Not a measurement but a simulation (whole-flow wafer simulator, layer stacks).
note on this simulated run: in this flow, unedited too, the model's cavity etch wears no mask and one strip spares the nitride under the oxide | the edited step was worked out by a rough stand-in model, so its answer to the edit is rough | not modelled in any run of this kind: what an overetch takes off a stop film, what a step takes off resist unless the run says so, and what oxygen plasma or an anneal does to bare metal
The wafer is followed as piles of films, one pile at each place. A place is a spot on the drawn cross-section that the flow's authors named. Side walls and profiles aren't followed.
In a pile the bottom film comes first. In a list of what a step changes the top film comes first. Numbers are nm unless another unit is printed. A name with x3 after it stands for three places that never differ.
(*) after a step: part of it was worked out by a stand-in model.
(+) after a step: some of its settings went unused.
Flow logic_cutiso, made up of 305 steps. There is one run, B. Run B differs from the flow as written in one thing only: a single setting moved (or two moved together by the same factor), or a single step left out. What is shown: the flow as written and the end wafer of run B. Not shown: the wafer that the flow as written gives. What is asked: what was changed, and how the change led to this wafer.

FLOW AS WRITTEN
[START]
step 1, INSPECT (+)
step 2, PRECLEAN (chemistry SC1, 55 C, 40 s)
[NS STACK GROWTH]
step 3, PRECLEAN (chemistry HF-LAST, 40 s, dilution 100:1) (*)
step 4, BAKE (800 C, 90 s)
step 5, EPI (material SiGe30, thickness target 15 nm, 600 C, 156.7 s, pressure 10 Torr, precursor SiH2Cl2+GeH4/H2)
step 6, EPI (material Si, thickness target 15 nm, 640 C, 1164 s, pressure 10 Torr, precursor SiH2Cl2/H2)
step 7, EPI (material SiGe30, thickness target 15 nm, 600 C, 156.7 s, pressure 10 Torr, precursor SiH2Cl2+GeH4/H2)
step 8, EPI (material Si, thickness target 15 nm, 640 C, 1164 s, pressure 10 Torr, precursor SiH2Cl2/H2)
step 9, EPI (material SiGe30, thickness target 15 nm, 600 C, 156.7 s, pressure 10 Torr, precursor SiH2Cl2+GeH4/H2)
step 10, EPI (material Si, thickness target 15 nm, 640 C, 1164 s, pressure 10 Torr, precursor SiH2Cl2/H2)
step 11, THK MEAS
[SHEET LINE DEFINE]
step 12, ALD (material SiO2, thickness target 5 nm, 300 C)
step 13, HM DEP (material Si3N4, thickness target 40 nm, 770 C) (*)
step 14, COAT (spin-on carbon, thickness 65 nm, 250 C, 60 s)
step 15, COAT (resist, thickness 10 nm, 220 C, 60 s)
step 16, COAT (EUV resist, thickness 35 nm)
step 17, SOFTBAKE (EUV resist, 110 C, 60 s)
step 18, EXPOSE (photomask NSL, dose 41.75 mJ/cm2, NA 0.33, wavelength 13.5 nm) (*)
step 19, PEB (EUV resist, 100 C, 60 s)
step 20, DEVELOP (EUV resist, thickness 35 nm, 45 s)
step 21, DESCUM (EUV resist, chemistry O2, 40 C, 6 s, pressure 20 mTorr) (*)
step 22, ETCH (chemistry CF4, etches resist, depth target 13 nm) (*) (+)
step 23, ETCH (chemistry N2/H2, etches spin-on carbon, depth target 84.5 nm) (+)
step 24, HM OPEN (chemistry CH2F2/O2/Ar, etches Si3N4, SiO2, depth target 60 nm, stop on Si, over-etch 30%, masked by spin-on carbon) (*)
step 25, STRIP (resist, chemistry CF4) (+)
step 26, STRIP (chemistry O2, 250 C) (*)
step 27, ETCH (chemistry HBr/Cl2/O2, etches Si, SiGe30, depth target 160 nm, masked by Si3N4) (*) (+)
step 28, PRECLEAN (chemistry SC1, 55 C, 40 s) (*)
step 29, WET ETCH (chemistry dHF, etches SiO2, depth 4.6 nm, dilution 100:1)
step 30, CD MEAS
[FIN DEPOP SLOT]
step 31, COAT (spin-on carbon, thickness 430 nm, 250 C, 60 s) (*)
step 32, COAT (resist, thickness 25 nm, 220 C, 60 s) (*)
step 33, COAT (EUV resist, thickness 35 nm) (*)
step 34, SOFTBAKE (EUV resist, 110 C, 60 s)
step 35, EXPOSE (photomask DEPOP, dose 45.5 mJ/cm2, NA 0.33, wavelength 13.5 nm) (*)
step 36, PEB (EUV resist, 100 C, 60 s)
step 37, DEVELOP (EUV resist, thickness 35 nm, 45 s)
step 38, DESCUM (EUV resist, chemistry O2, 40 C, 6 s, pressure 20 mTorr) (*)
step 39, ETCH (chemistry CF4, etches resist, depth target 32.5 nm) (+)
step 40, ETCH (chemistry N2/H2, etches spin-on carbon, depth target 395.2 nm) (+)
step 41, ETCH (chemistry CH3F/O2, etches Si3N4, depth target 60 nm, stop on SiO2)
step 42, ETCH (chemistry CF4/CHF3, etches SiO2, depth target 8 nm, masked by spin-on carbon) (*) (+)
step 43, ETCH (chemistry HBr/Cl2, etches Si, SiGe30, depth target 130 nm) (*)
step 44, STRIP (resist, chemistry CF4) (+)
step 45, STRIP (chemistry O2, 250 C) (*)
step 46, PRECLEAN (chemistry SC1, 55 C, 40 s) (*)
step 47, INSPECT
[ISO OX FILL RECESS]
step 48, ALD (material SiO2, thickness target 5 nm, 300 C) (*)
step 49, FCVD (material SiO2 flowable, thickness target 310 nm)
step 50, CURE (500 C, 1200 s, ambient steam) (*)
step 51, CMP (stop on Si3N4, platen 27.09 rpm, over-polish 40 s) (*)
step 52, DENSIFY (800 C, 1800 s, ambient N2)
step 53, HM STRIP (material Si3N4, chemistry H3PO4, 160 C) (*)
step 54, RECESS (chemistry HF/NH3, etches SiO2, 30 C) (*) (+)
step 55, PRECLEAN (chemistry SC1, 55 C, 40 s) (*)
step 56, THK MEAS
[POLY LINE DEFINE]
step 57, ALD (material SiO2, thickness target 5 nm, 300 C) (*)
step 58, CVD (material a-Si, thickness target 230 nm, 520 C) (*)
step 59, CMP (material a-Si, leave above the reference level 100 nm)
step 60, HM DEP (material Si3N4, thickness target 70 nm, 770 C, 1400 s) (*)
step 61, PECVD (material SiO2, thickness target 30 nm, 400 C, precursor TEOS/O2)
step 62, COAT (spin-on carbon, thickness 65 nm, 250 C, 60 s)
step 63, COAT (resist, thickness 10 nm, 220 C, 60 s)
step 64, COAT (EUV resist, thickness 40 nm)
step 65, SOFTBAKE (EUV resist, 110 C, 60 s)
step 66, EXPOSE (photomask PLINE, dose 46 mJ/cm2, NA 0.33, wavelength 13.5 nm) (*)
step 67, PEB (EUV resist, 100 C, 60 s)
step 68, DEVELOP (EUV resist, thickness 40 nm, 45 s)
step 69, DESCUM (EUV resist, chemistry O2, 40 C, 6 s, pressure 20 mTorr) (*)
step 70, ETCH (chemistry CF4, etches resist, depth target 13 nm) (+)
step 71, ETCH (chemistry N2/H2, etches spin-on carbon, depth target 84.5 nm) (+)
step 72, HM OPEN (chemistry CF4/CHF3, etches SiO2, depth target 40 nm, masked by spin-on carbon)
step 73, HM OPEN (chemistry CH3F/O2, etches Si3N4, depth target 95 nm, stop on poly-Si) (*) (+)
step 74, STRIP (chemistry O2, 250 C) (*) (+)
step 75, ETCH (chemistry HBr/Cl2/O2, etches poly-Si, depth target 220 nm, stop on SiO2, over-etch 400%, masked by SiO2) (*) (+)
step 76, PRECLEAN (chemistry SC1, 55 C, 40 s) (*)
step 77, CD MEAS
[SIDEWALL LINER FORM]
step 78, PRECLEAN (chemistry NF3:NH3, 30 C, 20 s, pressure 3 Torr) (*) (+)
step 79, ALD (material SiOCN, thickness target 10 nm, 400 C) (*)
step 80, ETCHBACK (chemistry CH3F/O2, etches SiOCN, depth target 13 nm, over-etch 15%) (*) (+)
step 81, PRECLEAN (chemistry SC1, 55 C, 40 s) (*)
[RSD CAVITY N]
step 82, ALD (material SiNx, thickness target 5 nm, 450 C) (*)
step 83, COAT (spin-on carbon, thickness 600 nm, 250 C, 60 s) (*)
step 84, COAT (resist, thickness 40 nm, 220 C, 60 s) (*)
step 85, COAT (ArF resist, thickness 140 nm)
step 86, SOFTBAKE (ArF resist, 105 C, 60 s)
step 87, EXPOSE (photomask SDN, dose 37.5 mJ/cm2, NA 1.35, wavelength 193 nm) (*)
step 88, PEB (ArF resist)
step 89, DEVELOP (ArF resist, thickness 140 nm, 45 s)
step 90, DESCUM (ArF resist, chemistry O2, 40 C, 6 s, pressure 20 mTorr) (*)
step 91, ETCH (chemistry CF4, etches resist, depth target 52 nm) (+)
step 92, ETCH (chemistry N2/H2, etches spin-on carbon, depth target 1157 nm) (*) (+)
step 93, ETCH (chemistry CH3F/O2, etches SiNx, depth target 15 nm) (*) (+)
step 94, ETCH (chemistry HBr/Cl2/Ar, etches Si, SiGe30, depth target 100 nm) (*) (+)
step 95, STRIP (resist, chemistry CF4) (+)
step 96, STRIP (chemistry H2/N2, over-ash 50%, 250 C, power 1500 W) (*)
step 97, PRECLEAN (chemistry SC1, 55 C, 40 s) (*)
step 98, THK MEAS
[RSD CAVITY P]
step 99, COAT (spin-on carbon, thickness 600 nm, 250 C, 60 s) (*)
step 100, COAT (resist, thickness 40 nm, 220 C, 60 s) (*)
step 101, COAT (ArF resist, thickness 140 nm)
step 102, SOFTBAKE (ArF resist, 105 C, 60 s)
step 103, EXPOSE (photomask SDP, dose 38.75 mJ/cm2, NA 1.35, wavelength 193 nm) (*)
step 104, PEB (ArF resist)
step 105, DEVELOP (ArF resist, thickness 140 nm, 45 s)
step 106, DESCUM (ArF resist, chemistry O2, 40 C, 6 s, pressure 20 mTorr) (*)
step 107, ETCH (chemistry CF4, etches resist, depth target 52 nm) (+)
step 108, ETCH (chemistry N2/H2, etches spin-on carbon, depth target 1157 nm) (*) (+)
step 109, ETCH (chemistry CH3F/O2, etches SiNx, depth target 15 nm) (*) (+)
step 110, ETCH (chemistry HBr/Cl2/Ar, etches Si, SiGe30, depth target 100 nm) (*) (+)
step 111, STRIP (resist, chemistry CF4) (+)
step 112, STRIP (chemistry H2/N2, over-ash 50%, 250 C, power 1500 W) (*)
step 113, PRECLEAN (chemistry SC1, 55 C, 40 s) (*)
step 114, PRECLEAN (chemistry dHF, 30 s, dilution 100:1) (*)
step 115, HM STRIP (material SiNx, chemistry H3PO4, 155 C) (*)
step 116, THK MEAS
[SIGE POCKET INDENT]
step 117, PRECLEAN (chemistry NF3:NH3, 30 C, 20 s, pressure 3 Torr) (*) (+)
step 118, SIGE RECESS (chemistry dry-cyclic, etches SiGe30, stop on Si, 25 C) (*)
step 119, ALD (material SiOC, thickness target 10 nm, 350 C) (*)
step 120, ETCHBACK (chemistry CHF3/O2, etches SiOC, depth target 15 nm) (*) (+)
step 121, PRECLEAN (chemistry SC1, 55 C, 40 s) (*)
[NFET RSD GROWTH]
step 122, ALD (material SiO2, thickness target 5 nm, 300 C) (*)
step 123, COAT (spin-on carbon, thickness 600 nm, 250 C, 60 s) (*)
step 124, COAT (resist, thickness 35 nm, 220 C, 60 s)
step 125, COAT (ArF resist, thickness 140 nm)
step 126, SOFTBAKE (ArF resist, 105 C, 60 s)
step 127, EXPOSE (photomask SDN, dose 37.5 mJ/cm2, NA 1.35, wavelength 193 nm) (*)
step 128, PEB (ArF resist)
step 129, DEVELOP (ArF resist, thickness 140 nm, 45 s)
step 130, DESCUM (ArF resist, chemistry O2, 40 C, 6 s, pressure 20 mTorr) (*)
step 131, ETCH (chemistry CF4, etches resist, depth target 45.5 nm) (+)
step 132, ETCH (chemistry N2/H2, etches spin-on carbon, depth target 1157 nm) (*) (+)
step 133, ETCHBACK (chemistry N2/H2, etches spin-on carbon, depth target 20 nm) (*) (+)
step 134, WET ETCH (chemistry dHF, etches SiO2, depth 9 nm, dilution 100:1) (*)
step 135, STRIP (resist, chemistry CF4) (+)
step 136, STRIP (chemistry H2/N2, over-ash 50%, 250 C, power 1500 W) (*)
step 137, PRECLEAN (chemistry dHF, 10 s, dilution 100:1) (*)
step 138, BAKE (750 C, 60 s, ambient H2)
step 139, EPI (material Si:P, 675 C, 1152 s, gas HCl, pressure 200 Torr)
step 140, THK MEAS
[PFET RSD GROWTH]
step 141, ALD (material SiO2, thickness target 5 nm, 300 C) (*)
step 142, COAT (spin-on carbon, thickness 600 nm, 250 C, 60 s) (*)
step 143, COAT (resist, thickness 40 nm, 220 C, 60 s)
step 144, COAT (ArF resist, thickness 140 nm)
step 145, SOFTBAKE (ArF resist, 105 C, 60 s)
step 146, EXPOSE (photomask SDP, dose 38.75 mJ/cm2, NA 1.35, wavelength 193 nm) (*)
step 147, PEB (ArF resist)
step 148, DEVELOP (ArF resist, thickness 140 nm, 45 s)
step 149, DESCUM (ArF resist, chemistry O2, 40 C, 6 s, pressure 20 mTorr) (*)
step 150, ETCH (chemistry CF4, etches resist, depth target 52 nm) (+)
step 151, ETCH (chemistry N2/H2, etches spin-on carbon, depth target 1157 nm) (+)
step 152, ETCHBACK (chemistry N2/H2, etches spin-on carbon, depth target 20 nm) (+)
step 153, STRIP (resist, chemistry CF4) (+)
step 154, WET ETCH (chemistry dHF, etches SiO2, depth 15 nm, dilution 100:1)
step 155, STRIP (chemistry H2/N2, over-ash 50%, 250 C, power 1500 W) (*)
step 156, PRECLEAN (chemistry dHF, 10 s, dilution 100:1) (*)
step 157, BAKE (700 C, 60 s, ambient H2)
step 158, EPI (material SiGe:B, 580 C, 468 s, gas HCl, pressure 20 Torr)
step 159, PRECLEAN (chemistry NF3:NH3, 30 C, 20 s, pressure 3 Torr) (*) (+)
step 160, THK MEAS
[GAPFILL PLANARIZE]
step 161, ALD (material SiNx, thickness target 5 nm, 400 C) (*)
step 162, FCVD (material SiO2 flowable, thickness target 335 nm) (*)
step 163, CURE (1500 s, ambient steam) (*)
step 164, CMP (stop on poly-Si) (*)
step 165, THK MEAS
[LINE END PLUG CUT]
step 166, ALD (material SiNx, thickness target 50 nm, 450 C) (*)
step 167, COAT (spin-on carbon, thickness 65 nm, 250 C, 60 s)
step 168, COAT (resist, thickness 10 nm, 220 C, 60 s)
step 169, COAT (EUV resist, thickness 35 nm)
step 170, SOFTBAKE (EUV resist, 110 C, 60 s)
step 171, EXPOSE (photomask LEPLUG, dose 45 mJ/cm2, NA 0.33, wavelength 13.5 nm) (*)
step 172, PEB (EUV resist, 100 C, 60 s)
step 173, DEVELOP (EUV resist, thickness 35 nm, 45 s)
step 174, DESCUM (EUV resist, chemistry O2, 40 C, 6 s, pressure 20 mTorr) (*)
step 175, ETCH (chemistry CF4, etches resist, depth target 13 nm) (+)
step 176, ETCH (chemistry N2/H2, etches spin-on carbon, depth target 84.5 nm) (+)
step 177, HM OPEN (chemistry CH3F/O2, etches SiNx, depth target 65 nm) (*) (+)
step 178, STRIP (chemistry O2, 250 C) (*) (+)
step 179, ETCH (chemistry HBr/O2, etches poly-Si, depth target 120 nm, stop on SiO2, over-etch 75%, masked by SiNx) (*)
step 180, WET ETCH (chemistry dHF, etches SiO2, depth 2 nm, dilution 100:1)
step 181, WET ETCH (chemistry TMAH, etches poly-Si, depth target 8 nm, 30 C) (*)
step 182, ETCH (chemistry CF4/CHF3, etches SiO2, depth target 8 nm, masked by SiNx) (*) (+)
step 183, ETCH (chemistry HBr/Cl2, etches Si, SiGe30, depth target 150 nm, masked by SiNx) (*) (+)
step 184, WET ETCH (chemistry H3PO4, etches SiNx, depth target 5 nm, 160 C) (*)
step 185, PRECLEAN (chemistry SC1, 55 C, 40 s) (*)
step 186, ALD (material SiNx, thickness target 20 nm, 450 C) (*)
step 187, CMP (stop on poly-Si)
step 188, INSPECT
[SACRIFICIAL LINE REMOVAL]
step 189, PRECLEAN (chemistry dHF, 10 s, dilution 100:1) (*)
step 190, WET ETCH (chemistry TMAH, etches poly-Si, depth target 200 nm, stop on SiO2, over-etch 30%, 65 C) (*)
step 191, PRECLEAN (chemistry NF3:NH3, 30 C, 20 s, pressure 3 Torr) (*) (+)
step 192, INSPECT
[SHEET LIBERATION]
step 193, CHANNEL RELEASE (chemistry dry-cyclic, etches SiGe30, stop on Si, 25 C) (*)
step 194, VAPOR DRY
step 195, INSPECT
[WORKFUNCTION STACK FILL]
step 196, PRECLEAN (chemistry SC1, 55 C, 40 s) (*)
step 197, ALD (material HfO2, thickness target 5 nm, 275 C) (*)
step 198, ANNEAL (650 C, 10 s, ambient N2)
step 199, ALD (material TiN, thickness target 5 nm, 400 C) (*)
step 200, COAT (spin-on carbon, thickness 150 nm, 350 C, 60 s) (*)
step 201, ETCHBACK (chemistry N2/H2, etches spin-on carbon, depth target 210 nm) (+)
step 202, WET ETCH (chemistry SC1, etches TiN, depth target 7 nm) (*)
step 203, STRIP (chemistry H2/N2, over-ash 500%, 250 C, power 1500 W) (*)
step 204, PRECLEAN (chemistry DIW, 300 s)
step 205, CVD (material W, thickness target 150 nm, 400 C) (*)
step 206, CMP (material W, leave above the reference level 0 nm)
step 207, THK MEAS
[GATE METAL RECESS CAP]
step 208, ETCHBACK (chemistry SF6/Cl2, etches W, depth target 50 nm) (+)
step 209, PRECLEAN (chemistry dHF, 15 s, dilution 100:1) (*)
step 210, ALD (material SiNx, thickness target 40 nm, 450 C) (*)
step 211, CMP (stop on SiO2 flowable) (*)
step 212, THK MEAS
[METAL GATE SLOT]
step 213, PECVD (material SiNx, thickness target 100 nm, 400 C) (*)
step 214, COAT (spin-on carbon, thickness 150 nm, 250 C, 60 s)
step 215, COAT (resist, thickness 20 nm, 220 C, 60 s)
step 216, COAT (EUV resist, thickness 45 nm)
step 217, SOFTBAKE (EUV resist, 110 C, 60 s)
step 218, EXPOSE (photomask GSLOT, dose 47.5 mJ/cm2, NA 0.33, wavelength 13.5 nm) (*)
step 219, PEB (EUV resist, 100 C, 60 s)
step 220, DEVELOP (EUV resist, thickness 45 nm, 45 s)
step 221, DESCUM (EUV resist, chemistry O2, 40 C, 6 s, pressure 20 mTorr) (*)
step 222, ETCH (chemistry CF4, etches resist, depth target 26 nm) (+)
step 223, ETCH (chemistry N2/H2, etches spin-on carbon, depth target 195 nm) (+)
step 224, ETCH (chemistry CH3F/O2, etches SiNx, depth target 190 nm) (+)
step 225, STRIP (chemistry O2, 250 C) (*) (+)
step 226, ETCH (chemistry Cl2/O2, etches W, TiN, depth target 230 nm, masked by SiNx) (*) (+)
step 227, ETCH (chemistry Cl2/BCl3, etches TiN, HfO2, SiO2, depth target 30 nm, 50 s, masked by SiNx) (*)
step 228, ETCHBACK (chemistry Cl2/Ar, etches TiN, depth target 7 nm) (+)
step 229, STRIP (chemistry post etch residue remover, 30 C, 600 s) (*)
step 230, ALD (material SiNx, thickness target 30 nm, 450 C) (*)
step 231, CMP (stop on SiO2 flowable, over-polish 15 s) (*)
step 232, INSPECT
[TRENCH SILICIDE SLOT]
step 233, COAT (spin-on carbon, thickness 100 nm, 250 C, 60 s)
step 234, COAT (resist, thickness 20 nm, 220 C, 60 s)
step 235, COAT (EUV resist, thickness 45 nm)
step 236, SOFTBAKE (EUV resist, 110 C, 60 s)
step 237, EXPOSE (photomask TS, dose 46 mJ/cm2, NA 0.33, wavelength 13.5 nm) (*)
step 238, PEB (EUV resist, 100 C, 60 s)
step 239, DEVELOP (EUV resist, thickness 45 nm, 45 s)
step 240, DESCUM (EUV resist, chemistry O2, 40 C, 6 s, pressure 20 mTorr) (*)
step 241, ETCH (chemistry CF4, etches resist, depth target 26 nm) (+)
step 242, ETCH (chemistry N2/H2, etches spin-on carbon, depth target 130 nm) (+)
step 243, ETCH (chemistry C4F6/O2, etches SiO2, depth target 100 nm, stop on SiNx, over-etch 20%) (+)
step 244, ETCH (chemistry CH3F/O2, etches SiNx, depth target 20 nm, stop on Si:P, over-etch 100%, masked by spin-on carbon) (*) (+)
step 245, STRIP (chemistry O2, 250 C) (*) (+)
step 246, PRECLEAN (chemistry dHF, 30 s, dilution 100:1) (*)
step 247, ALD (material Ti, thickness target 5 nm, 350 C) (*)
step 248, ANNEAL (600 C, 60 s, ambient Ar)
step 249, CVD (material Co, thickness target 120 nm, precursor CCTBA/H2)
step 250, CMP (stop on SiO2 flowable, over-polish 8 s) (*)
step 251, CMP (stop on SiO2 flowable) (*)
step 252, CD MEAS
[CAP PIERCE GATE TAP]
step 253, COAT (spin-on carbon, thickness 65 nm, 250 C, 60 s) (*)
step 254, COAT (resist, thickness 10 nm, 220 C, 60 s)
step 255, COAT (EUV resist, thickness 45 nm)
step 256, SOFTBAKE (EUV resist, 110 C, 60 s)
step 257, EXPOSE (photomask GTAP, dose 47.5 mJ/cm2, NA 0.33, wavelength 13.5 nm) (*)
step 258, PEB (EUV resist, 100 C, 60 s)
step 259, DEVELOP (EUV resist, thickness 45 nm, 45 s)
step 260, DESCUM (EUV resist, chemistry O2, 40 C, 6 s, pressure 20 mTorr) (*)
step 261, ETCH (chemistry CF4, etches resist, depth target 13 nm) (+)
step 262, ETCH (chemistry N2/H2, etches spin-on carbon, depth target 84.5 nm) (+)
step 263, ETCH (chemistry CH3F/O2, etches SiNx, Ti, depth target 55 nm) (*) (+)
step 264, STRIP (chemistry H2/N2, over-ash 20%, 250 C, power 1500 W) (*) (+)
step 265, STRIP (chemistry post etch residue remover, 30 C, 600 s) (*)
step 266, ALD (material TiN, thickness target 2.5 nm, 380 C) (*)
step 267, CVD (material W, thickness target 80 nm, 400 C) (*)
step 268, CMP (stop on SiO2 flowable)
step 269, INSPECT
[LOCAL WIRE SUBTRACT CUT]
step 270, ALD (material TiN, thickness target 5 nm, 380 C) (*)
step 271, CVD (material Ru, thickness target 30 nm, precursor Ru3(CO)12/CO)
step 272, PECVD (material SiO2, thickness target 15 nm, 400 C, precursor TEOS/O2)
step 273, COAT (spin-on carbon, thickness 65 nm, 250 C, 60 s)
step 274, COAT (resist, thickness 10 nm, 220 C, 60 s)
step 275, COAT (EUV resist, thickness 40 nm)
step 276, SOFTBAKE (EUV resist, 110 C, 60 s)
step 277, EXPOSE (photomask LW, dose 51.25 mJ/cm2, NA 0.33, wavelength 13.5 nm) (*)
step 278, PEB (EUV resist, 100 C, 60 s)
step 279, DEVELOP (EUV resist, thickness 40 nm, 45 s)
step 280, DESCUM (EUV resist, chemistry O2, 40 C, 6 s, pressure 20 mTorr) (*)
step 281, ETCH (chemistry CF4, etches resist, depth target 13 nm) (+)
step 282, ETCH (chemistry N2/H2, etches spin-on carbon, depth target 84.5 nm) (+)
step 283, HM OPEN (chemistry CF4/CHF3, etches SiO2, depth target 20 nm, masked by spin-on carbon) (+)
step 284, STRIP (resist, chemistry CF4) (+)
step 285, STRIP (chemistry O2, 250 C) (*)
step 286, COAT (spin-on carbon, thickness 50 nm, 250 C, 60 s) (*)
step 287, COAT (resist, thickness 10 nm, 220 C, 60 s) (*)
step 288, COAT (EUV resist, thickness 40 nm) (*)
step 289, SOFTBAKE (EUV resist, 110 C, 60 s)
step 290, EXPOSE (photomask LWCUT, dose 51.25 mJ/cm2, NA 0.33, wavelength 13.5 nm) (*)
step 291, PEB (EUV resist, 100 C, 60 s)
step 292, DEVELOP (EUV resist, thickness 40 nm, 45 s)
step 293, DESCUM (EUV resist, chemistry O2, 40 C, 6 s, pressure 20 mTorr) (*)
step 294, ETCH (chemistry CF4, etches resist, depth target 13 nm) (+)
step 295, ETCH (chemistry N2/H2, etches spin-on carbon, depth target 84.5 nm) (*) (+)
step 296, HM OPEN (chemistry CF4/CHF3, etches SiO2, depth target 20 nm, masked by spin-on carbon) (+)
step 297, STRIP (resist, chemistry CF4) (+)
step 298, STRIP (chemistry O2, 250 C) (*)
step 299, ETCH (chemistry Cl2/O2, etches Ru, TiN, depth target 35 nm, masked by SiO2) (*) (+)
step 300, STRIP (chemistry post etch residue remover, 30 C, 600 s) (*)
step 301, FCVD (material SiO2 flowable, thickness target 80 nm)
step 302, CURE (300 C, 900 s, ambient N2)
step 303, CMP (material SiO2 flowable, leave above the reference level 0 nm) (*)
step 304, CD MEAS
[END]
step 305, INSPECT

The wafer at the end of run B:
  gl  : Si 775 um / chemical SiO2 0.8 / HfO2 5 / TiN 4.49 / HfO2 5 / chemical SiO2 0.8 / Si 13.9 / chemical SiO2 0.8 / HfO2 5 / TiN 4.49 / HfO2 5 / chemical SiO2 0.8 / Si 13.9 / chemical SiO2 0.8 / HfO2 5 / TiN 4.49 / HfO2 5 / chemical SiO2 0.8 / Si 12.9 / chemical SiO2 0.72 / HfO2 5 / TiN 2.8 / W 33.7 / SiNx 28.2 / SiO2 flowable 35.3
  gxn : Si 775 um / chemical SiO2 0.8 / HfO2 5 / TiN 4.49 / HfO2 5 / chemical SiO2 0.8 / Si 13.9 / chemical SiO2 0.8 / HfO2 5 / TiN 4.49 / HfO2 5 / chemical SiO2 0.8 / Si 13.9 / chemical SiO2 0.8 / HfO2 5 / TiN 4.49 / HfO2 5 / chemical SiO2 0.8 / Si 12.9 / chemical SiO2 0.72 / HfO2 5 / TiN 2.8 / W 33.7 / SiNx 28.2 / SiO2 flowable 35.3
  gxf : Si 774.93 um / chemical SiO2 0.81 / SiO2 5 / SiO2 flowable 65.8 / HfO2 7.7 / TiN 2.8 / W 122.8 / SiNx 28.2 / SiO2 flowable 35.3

What caused this: step 199, ALD: thickness target 2.8 nm was run, whereas the flow has thickness target 5 nm.
The wafer lets one read it off: gxn has TiN 2.8, and step 199 as written asks for 5 nm.

The path from the change to this, step by step:
  step 199, ALD (material TiN, thickness target 5 nm, 400 C) (*)
      depop, dpovl, gxf and 12 more: +2.8 TiN (new film) (as written it would have been: +5 TiN (new film))
      gl, glp, tap: +2.8 TiN (new film), +4.49 TiN (new film), -4.49 cavity (all of it), +4.49 TiN (new film), -4.49 cavity (all of it), +4.49 TiN (new film), -4.49 cavity (all of it) (as written it would have been: +5.26 TiN (new film), +4.49 TiN (new film), -4.49 cavity (all of it), +4.49 TiN (new film), -4.49 cavity (all of it), +4.49 TiN (new film), -4.49 cavity (all of it))
      (and at 4 other places as well)
  step 200, COAT (spin-on carbon, thickness 150 nm, 350 C, 60 s) (*)
      gl, glp: +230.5 spin-on carbon (new film) (as written it would have been: +236.9 spin-on carbon (new film))
      gxn, gxp: +230.1 spin-on carbon (new film) (as written it would have been: +236.9 spin-on carbon (new film))
      (and at 17 other places as well)
  step 201, ETCHBACK (chemistry N2/H2, etches spin-on carbon, depth target 210 nm) (+)
      lnr, lnrp: -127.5 spin-on carbon (all of it) (as written it would have been: -133.9 spin-on carbon (all of it))
      rsdn, rsdw: -139.2 spin-on carbon (all of it) (as written it would have been: -145.8 spin-on carbon (all of it))
      (and at 11 other places as well)
  step 202, WET ETCH (chemistry SC1, etches TiN, depth target 7 nm) (*)
      depop, dpovl, iso and 12 more: -2.8 TiN (all of it) (as written it would have been: -5 TiN (all of it))
  step 203, STRIP (chemistry H2/N2, over-ash 500%, 250 C, power 1500 W) (*)
      gl, glp: -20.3 spin-on carbon (all of it) (as written it would have been: -26.7 spin-on carbon (all of it))
      gxn, gxp: -19.9 spin-on carbon (all of it) (as written it would have been: -26.8 spin-on carbon (all of it))
      (and at 3 other places as well)
  step 226, ETCH (chemistry Cl2/O2, etches W, TiN, depth target 230 nm, masked by SiNx) (*) (+)
      gfld: -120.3 W (all of it), -2.8 TiN (all of it), -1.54 HfO2 (as written it would have been: -115.4 W (all of it), -7.64 TiN (all of it), -1.54 HfO2)
